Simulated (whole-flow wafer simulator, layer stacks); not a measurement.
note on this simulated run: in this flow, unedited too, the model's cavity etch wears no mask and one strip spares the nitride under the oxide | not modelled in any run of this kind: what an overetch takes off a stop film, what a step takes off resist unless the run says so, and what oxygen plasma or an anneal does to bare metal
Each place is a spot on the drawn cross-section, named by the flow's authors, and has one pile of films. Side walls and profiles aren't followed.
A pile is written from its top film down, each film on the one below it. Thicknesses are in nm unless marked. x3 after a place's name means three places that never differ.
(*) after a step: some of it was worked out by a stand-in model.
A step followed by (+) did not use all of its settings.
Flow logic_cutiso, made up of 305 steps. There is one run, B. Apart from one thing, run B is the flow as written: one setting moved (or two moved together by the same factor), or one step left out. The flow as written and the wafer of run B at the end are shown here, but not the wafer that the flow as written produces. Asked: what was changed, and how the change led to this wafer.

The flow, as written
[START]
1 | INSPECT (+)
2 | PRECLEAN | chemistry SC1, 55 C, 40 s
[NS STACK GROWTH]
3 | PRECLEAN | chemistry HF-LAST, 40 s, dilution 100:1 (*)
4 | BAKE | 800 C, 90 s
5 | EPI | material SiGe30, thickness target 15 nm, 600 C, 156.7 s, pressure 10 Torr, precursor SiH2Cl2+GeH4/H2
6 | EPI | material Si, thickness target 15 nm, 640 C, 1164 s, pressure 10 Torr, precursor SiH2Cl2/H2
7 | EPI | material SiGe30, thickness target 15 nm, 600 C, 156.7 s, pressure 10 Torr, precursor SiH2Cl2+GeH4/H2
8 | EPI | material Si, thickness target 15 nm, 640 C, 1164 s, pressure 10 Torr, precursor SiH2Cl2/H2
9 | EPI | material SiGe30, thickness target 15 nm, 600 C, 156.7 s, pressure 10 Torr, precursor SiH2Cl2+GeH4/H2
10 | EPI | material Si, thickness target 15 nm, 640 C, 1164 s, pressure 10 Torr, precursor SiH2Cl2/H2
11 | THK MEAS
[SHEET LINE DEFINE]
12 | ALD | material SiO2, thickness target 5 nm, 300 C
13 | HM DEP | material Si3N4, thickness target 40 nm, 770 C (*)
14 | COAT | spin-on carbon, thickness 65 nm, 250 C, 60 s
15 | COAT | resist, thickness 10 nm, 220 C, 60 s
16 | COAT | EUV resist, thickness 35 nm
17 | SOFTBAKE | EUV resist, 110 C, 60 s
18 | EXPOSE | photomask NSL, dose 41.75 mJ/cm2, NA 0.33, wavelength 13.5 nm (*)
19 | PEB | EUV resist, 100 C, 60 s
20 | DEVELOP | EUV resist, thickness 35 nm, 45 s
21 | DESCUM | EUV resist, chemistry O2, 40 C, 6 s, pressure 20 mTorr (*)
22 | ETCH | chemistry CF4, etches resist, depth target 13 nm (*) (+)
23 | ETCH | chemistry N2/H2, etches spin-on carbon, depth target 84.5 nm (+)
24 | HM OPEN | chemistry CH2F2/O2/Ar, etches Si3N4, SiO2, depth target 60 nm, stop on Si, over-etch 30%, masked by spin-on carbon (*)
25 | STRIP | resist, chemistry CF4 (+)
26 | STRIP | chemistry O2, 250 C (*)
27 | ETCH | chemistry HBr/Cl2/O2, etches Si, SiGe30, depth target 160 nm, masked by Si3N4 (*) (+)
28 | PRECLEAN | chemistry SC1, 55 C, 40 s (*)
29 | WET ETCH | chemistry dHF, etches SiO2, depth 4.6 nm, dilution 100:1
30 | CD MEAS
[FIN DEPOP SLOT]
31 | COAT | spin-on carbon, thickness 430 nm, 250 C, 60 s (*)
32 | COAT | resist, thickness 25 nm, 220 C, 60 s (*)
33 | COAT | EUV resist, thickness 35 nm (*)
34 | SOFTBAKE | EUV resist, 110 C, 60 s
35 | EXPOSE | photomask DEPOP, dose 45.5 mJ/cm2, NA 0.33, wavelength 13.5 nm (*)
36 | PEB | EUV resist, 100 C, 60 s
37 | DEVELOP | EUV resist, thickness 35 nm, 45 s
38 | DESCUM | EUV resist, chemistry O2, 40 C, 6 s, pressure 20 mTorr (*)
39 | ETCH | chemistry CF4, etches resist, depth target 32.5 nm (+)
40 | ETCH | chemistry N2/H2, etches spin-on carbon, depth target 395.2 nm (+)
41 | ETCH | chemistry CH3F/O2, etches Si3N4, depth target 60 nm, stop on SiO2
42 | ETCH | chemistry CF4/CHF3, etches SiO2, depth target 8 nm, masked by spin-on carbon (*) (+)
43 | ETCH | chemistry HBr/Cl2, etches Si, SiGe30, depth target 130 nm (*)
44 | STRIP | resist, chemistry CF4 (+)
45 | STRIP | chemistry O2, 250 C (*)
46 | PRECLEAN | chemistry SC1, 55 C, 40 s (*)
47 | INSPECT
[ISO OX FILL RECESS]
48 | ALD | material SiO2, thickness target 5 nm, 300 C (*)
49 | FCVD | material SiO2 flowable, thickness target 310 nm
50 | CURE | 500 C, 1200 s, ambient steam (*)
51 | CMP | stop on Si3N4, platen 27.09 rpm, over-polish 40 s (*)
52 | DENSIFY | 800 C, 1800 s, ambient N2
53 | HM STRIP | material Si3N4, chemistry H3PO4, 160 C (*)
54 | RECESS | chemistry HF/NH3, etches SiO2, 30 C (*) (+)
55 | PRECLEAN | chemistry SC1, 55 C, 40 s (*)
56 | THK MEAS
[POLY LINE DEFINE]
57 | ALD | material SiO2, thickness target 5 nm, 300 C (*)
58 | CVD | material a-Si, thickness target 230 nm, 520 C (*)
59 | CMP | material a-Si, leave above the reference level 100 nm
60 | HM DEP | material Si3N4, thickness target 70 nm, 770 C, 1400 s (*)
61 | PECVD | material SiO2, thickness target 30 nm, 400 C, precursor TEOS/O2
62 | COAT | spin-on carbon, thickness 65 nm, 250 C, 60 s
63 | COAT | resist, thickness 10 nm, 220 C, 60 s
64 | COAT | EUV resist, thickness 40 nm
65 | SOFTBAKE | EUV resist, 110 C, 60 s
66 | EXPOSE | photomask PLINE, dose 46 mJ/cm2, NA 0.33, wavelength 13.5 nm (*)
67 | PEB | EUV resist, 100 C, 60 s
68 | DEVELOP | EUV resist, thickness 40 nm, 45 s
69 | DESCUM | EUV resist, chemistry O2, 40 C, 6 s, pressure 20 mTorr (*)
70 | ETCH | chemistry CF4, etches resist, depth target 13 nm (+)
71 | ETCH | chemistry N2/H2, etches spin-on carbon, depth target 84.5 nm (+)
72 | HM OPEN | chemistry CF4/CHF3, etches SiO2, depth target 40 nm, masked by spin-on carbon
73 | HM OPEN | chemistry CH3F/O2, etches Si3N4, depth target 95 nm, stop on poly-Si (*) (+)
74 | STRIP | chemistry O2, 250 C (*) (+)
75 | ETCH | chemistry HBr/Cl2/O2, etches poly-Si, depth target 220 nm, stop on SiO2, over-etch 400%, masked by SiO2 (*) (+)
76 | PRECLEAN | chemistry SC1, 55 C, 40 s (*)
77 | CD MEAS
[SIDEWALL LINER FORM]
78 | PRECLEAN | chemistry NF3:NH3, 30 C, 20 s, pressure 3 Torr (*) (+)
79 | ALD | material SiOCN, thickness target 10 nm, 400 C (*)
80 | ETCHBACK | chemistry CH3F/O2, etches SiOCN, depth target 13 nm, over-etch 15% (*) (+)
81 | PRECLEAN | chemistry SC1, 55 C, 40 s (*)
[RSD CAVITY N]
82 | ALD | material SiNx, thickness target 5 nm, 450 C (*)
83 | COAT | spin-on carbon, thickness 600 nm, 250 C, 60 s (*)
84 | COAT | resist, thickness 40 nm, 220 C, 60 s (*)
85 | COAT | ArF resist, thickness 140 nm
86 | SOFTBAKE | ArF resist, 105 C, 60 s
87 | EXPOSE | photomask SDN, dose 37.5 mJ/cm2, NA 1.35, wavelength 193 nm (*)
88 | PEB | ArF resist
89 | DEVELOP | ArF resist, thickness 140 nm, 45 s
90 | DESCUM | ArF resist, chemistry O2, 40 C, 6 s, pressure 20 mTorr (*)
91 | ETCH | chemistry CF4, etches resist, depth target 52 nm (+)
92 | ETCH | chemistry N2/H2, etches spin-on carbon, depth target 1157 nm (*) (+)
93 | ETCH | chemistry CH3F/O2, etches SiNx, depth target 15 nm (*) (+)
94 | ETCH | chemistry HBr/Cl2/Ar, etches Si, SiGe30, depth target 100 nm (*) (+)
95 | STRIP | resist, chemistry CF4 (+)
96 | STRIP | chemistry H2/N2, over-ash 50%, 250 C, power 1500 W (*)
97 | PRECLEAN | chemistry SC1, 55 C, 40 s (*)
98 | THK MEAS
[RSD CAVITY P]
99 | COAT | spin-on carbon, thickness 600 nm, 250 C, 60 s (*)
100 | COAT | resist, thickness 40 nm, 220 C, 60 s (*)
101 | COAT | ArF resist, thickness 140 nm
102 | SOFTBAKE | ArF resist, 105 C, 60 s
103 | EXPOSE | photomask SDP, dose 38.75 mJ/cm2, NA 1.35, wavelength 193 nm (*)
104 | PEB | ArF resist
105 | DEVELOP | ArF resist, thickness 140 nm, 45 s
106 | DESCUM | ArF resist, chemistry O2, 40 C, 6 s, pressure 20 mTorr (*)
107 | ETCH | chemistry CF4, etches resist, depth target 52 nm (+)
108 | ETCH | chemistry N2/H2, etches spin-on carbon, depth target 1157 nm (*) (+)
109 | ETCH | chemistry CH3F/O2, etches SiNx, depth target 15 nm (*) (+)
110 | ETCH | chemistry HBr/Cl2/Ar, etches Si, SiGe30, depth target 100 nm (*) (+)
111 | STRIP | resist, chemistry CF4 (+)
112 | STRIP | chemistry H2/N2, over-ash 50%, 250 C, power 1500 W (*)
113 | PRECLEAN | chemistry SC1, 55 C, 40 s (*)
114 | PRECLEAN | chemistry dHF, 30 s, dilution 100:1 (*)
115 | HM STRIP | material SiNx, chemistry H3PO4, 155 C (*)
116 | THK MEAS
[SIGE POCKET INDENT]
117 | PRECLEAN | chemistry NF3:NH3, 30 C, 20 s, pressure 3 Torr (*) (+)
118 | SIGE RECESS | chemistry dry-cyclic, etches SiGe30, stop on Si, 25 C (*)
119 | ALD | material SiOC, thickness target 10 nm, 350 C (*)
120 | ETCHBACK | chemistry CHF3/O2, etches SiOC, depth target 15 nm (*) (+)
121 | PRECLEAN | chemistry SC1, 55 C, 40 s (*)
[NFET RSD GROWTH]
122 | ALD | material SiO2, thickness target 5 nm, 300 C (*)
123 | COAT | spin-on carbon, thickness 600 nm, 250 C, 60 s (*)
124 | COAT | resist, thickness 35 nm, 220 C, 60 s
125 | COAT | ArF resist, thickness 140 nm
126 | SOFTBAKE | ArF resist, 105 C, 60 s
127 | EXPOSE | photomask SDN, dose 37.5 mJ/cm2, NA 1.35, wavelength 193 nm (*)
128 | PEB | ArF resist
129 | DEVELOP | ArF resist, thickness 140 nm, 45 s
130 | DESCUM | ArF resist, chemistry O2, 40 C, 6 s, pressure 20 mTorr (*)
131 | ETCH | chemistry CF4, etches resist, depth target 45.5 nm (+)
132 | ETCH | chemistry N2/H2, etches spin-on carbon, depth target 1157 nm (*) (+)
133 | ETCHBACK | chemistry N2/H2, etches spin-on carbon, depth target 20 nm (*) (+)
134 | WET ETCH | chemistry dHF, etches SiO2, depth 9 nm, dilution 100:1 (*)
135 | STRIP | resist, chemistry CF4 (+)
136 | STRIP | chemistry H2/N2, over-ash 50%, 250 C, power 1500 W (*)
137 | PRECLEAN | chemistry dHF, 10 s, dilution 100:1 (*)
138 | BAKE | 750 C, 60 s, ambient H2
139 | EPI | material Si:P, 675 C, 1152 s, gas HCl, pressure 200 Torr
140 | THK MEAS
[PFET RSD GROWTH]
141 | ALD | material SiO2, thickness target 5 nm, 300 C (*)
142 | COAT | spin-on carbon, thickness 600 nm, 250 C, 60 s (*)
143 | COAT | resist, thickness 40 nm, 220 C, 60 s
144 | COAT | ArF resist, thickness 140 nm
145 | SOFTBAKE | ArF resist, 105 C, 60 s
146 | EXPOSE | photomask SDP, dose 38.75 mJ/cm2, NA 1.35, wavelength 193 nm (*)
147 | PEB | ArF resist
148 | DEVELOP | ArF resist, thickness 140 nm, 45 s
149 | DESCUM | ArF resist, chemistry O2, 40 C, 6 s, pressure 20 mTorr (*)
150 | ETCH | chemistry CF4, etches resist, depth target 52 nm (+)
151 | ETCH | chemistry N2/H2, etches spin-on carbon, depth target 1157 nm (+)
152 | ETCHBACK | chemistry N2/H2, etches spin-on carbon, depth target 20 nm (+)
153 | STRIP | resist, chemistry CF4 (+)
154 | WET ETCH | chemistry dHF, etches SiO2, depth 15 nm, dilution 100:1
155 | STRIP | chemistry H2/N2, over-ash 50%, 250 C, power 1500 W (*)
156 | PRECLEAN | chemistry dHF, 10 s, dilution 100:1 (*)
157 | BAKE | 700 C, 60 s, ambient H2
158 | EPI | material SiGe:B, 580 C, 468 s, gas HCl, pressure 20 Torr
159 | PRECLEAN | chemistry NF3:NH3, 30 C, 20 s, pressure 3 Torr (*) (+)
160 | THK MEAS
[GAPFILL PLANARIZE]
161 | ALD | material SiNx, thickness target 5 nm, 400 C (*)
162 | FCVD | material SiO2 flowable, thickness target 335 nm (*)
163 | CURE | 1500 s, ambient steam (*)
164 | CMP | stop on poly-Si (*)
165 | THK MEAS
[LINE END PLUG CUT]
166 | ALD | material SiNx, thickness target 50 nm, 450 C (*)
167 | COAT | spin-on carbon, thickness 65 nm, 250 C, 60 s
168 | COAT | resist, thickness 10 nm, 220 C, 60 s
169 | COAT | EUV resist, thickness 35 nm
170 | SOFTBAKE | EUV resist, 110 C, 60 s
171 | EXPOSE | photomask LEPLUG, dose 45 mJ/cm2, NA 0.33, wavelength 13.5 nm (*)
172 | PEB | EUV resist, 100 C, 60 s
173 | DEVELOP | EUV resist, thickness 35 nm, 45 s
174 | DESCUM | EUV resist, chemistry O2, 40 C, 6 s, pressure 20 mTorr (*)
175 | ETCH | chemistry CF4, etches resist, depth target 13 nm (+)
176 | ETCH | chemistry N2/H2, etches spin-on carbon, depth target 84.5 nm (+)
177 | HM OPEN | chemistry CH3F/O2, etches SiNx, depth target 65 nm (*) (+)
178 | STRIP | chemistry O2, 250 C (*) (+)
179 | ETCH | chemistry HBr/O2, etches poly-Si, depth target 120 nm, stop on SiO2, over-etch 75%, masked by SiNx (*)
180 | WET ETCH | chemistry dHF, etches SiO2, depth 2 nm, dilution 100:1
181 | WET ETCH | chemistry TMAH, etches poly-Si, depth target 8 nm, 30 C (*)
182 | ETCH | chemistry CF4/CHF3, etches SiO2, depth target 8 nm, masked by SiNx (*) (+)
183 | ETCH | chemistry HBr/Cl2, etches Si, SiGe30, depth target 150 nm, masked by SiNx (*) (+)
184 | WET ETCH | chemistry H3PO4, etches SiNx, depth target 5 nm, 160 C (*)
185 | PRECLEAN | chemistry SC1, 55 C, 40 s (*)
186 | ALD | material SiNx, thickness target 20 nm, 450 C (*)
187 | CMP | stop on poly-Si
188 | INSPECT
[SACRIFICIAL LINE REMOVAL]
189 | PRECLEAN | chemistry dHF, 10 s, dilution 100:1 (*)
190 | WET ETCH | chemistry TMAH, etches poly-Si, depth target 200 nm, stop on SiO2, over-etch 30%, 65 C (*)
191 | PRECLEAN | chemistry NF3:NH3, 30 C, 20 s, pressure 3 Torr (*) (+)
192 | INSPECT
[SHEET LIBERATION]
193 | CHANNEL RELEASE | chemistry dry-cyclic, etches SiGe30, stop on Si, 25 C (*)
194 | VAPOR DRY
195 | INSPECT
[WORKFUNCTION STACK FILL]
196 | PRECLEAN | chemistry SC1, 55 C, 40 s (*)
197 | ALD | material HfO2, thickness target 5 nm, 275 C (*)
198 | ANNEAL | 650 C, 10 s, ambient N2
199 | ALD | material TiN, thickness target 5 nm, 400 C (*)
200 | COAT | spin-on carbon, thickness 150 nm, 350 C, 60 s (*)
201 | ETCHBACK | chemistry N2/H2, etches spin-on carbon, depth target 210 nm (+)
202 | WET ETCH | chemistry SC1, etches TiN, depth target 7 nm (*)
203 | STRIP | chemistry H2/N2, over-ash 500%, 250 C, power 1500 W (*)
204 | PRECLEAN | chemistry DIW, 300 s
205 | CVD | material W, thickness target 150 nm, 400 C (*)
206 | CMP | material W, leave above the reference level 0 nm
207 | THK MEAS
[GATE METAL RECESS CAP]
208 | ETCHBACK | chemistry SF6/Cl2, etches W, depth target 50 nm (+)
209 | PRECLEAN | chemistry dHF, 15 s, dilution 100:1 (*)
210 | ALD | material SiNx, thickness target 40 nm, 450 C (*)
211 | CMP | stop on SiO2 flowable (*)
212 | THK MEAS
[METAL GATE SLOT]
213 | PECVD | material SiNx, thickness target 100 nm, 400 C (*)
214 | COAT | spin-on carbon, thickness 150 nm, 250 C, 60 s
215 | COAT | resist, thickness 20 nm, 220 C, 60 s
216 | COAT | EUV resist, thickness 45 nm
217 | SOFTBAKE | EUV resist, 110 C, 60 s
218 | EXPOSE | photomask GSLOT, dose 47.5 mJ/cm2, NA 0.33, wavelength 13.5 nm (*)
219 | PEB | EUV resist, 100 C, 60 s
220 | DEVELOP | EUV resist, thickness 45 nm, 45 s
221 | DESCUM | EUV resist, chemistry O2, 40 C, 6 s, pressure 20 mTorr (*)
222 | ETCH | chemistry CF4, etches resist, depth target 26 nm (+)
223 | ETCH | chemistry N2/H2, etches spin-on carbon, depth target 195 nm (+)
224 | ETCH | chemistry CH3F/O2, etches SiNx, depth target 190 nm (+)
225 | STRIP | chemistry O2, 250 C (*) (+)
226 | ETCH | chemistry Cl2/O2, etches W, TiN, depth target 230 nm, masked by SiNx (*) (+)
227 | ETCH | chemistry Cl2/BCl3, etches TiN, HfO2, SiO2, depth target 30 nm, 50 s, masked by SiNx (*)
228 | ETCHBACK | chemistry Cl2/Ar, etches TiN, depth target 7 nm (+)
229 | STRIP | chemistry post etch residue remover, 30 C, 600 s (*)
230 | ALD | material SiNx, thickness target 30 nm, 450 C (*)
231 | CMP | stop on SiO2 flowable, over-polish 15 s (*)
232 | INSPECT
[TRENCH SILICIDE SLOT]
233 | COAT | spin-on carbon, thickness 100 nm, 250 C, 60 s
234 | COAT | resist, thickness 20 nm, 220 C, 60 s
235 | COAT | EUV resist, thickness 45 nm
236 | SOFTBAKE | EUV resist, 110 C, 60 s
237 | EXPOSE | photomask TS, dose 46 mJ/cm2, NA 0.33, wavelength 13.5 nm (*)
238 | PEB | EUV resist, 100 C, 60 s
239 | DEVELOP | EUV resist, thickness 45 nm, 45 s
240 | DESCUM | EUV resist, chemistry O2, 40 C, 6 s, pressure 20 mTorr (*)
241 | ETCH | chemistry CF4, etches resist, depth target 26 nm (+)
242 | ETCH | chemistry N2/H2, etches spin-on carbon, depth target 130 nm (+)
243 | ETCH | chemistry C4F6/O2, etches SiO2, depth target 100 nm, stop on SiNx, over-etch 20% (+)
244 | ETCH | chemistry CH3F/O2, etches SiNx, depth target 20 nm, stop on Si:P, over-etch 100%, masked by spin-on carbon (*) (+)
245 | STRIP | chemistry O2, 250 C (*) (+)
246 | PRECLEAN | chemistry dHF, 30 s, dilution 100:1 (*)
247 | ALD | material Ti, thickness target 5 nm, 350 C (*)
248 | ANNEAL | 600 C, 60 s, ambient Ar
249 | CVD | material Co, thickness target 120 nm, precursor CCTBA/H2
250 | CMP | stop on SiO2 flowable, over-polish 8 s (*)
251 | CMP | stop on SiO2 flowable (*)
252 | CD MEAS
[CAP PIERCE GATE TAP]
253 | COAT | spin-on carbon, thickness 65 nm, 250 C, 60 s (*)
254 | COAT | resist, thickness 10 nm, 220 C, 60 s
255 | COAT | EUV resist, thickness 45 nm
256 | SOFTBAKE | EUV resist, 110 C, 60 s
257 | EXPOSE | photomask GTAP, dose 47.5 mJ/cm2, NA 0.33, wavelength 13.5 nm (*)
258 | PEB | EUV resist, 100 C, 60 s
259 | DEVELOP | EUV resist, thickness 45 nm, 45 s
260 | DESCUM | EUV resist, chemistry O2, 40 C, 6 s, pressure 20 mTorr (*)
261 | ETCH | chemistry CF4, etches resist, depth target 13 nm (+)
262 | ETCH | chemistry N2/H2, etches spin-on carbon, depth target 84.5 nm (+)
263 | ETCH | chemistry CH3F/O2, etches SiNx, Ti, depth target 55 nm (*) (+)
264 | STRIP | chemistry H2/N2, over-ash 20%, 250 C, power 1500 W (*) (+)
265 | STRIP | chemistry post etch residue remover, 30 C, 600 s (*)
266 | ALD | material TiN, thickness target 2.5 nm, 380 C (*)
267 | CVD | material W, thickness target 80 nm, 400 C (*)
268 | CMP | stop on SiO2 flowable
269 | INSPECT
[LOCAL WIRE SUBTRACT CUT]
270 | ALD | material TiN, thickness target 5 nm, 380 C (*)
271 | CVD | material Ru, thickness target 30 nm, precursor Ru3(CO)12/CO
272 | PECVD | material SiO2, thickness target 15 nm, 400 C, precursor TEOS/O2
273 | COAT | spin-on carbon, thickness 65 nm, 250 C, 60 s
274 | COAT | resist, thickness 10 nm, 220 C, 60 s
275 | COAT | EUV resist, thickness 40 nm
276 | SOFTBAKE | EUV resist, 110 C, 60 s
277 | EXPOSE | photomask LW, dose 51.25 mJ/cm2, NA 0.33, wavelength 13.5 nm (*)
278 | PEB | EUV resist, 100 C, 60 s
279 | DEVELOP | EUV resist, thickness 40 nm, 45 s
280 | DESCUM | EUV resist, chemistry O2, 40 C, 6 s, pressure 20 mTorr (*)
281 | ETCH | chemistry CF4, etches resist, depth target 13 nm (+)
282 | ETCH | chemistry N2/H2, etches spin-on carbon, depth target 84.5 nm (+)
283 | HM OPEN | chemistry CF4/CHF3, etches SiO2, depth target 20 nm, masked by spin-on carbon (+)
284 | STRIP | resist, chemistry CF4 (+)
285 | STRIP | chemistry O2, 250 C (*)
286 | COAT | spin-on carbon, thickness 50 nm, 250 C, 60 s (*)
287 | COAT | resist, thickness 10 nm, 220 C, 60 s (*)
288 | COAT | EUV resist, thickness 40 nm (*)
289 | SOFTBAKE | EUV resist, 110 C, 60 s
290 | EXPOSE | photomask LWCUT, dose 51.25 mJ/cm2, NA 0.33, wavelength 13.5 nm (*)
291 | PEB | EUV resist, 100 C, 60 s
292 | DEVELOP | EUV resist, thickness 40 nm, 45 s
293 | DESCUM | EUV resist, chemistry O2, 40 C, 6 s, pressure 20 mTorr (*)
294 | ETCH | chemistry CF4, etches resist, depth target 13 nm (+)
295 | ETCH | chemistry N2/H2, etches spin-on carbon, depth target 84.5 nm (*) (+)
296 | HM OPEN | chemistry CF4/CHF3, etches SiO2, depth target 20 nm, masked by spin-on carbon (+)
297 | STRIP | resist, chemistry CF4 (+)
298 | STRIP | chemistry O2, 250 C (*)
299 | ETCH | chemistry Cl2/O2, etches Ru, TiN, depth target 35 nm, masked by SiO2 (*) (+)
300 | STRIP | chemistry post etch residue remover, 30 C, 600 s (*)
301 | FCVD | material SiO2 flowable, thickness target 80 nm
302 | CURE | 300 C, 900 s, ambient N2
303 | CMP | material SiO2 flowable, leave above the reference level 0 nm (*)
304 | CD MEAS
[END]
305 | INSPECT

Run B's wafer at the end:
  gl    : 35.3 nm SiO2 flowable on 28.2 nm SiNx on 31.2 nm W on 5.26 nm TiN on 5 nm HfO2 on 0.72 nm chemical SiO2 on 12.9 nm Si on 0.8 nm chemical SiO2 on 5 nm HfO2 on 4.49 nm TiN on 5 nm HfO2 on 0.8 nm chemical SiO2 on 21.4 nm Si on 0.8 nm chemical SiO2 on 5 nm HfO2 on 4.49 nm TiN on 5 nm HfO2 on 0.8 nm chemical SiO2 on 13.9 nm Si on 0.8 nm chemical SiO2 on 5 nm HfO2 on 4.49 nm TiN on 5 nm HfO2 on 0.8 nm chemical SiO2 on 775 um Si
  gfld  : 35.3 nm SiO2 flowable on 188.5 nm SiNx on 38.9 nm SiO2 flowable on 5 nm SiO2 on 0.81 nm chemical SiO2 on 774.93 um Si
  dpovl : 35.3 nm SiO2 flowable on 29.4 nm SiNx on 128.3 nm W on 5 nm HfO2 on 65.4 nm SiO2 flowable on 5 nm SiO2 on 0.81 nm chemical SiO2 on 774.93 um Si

What caused this: step 8, EPI: 1747 s was run, whereas the flow has 1164 s.

How this came from the change, step by step:
  8 | EPI | material Si, thickness target 15 nm, 640 C, 1164 s, pressure 10 Torr, precursor SiH2Cl2/H2
      depop, dpovl, gfld and 19 more: Si gains 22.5 (new film) (as written it would have been: Si gains 15 (new film))
  27 | ETCH | chemistry HBr/Cl2/O2, etches Si, SiGe30, depth target 160 nm, masked by Si3N4 (*) (+)
      gfld, gxf, iso, lnri: chemical SiO2 loses 0.79 (all of it), Si loses 11.4 (all of it), SiGe30 loses 15 (all of it), Si loses 22.5 (all of it), SiGe30 loses 15 (all of it), Si loses 15 (all of it), SiGe30 loses 15 (all of it), Si loses 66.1 (as written it would have been: chemical SiO2 loses 0.79 (all of it), Si loses 11.4 (all of it), SiGe30 loses 15 (all of it), Si loses 15 (all of it), SiGe30 loses 15 (all of it), Si loses 15 (all of it), SiGe30 loses 15 (all of it), Si loses 73.6)
      dpovl, nsgap: chemical SiO2 loses 0.79 (all of it), Si loses 11.8 (all of it), SiGe30 loses 15 (all of it), Si loses 22.5 (all of it), SiGe30 loses 15 (all of it), Si loses 15 (all of it), SiGe30 loses 15 (all of it), Si loses 65.7 (as written it would have been: chemical SiO2 loses 0.79 (all of it), Si loses 11.8 (all of it), SiGe30 loses 15 (all of it), Si loses 15 (all of it), SiGe30 loses 15 (all of it), Si loses 15 (all of it), SiGe30 loses 15 (all of it), Si loses 73.2)
      (as well as at 1 more place)
  43 | ETCH | chemistry HBr/Cl2, etches Si, SiGe30, depth target 130 nm (*)
      depop: Si loses 14 (all of it), SiGe30 loses 15 (all of it), Si loses 22.5 (all of it), SiGe30 loses 15 (all of it), Si loses 15 (all of it), SiGe30 loses 15 (all of it), Si loses 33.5 (as written it would have been: Si loses 14 (all of it), SiGe30 loses 15 (all of it), Si loses 15 (all of it), SiGe30 loses 15 (all of it), Si loses 15 (all of it), SiGe30 loses 15 (all of it), Si loses 41)
  94 | ETCH | chemistry HBr/Cl2/Ar, etches Si, SiGe30, depth target 100 nm (*) (+)
      rsdn, rsdx: chemical SiO2 loses 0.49 (all of it), Si loses 12.8 (all of it), SiGe30 loses 15 (all of it), Si loses 22.5 (all of it), SiGe30 loses 15 (all of it), Si loses 15 (all of it), SiGe30 loses 15 (all of it), Si loses 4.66 (as written it would have been: chemical SiO2 loses 0.49 (all of it), Si loses 12.8 (all of it), SiGe30 loses 15 (all of it), Si loses 15 (all of it), SiGe30 loses 15 (all of it), Si loses 15 (all of it), SiGe30 loses 15 (all of it), Si loses 12.2)
  110 | ETCH | chemistry HBr/Cl2/Ar, etches Si, SiGe30, depth target 100 nm (*) (+)
      rsdp, rsdw: chemical SiO2 loses 0.49 (all of it), Si loses 12.8 (all of it), SiGe30 loses 15 (all of it), Si loses 22.5 (all of it), SiGe30 loses 15 (all of it), Si loses 15 (all of it), SiGe30 loses 15 (all of it), Si loses 4.66 (as written it would have been: chemical SiO2 loses 0.49 (all of it), Si loses 12.8 (all of it), SiGe30 loses 15 (all of it), Si loses 15 (all of it), SiGe30 loses 15 (all of it), Si loses 15 (all of it), SiGe30 loses 15 (all of it), Si loses 12.2)
  183 | ETCH | chemistry HBr/Cl2, etches Si, SiGe30, depth target 150 nm, masked by SiNx (*) (+)
      plug: Si loses 13.6 (all of it), SiGe30 loses 15 (all of it), Si loses 22.5 (all of it), SiGe30 loses 15 (all of it), Si loses 15 (all of it), SiGe30 loses 15 (all of it), Si loses 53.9 (as written it would have been: Si loses 13.6 (all of it), SiGe30 loses 15 (all of it), Si loses 15 (all of it), SiGe30 loses 15 (all of it), Si loses 15 (all of it), SiGe30 loses 15 (all of it), Si loses 61.4)
